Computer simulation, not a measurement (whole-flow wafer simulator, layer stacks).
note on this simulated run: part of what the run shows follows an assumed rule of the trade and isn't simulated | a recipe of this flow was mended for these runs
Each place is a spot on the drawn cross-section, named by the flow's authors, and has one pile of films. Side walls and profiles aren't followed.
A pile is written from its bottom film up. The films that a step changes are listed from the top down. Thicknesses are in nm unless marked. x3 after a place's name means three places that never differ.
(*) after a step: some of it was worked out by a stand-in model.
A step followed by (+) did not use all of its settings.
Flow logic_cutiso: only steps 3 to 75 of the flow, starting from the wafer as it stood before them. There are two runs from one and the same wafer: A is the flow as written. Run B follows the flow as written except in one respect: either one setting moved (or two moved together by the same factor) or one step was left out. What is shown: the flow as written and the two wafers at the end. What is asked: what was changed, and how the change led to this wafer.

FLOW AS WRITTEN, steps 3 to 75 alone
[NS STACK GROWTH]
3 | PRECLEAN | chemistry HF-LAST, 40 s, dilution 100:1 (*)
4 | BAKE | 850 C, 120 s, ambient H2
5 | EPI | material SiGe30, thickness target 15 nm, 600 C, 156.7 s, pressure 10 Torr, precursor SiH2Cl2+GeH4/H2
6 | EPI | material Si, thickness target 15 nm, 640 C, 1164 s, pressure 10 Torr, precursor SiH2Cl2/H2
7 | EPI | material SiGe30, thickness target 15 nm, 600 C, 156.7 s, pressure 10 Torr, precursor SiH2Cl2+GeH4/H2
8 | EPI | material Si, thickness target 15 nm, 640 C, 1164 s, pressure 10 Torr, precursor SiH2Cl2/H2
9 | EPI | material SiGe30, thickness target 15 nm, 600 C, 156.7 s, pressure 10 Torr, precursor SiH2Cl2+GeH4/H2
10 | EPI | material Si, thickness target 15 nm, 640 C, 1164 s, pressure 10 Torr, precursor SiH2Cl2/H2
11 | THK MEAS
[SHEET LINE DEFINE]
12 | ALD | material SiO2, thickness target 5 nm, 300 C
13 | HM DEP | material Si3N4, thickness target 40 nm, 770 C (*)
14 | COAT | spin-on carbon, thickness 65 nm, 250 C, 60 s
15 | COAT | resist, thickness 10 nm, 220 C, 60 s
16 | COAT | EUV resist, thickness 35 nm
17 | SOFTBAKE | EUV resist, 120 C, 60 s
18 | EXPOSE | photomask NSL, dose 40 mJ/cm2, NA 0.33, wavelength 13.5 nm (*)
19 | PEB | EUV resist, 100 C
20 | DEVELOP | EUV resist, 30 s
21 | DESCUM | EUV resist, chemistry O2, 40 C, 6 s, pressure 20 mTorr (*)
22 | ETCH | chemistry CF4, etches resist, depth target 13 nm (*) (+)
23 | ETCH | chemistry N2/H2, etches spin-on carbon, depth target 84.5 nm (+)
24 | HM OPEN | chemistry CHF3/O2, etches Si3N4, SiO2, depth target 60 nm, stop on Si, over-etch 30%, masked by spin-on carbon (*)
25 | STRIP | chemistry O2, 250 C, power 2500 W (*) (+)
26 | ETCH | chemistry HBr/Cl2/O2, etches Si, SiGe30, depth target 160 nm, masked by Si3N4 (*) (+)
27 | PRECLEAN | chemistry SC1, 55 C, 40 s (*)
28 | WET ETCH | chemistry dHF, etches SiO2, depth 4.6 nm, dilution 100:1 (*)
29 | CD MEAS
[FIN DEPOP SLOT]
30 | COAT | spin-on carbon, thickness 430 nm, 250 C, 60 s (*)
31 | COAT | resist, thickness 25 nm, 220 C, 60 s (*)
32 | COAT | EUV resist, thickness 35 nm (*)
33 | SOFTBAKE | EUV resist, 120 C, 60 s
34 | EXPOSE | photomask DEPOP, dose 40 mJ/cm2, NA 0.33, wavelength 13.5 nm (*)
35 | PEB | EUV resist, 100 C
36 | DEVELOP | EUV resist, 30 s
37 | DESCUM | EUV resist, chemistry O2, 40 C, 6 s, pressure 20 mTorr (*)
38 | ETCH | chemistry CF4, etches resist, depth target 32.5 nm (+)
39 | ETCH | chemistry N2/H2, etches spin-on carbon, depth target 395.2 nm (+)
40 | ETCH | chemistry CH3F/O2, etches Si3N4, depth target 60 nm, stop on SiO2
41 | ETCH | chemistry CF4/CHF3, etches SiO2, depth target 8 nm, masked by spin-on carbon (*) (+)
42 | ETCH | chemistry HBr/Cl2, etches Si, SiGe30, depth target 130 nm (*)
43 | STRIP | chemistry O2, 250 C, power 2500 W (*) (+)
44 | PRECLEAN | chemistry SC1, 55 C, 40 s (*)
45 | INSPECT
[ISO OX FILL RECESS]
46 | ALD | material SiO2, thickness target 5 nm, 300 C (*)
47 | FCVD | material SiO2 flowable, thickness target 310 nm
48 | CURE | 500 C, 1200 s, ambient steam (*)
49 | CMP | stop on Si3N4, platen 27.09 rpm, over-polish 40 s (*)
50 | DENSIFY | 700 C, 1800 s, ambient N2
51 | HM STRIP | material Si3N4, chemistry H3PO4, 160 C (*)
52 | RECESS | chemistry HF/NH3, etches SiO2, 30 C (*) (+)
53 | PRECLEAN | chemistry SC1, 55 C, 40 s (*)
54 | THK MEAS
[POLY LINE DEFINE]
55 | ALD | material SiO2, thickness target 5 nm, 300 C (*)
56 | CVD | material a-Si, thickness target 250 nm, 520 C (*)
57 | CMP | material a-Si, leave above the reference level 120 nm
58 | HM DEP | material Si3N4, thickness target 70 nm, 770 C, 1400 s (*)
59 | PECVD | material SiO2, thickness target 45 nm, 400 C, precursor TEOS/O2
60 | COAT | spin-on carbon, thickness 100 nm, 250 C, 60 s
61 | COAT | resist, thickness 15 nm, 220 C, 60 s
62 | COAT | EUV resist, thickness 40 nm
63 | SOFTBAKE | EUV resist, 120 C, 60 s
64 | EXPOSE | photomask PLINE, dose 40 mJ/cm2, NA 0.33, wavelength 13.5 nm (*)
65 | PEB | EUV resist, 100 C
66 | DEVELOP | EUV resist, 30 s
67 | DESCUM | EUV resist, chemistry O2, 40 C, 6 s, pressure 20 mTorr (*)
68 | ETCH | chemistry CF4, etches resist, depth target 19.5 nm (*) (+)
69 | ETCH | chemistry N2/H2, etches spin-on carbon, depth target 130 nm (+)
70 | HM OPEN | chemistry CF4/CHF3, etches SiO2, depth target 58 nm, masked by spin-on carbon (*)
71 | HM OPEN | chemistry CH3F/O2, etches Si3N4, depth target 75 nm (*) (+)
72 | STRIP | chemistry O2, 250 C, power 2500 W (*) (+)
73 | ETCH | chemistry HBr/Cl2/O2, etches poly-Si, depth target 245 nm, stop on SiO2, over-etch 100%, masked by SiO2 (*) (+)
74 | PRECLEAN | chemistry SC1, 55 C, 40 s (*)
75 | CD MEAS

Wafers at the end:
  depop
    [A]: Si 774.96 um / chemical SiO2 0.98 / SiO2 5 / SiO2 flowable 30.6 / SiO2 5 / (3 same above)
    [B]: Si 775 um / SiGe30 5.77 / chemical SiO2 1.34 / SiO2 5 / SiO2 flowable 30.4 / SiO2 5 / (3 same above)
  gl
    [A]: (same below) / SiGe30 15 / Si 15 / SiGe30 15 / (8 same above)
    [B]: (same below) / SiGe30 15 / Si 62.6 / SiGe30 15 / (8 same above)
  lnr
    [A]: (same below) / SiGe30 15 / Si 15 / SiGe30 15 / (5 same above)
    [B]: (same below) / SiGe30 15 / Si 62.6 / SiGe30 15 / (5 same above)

Cause: step 6, EPI: 676 C was run, whereas the flow has 640 C.

Step by step, how the change led to this:
  6 | EPI | material Si, thickness target 15 nm, 640 C, 1164 s, pressure 10 Torr, precursor SiH2Cl2/H2
      depop, dpovl, gfld and 19 more: A Si gains 15 (new film) | B Si gains 62.6 (new film)
  26 | ETCH | chemistry HBr/Cl2/O2, etches Si, SiGe30, depth target 160 nm, masked by Si3N4 (*) (+)
      dpovl, gfld, gxf, iso, isow, lnri, nsgap: A chemical SiO2 loses 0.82 (all of it), Si loses 12 (all of it), SiGe30 loses 15 (all of it), Si loses 15 (all of it), SiGe30 loses 15 (all of it), Si loses 15 (all of it), SiGe30 loses 15 (all of it), Si loses 73 | B chemical SiO2 loses 0.82 (all of it), Si loses 12 (all of it), SiGe30 loses 15 (all of it), Si loses 15 (all of it), SiGe30 loses 15 (all of it), Si loses 62.6 (all of it), SiGe30 loses 15 (all of it), Si loses 25.4
  42 | ETCH | chemistry HBr/Cl2, etches Si, SiGe30, depth target 130 nm (*)
      depop: A Si loses 13.8 (all of it), SiGe30 loses 15 (all of it), Si loses 15 (all of it), SiGe30 loses 15 (all of it), Si loses 15 (all of it), SiGe30 loses 15 (all of it), Si loses 41.2 | B Si loses 13.8 (all of it), SiGe30 loses 15 (all of it), Si loses 15 (all of it), SiGe30 loses 15 (all of it), Si loses 62.6 (all of it), SiGe30 loses 8.62
  43 | STRIP | chemistry O2, 250 C, power 2500 W (*) (+)
      depop: A chemical SiO2 gains 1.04 (new film), Si loses 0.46 | B chemical SiO2 gains 1.41 (new film), SiGe30 loses 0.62
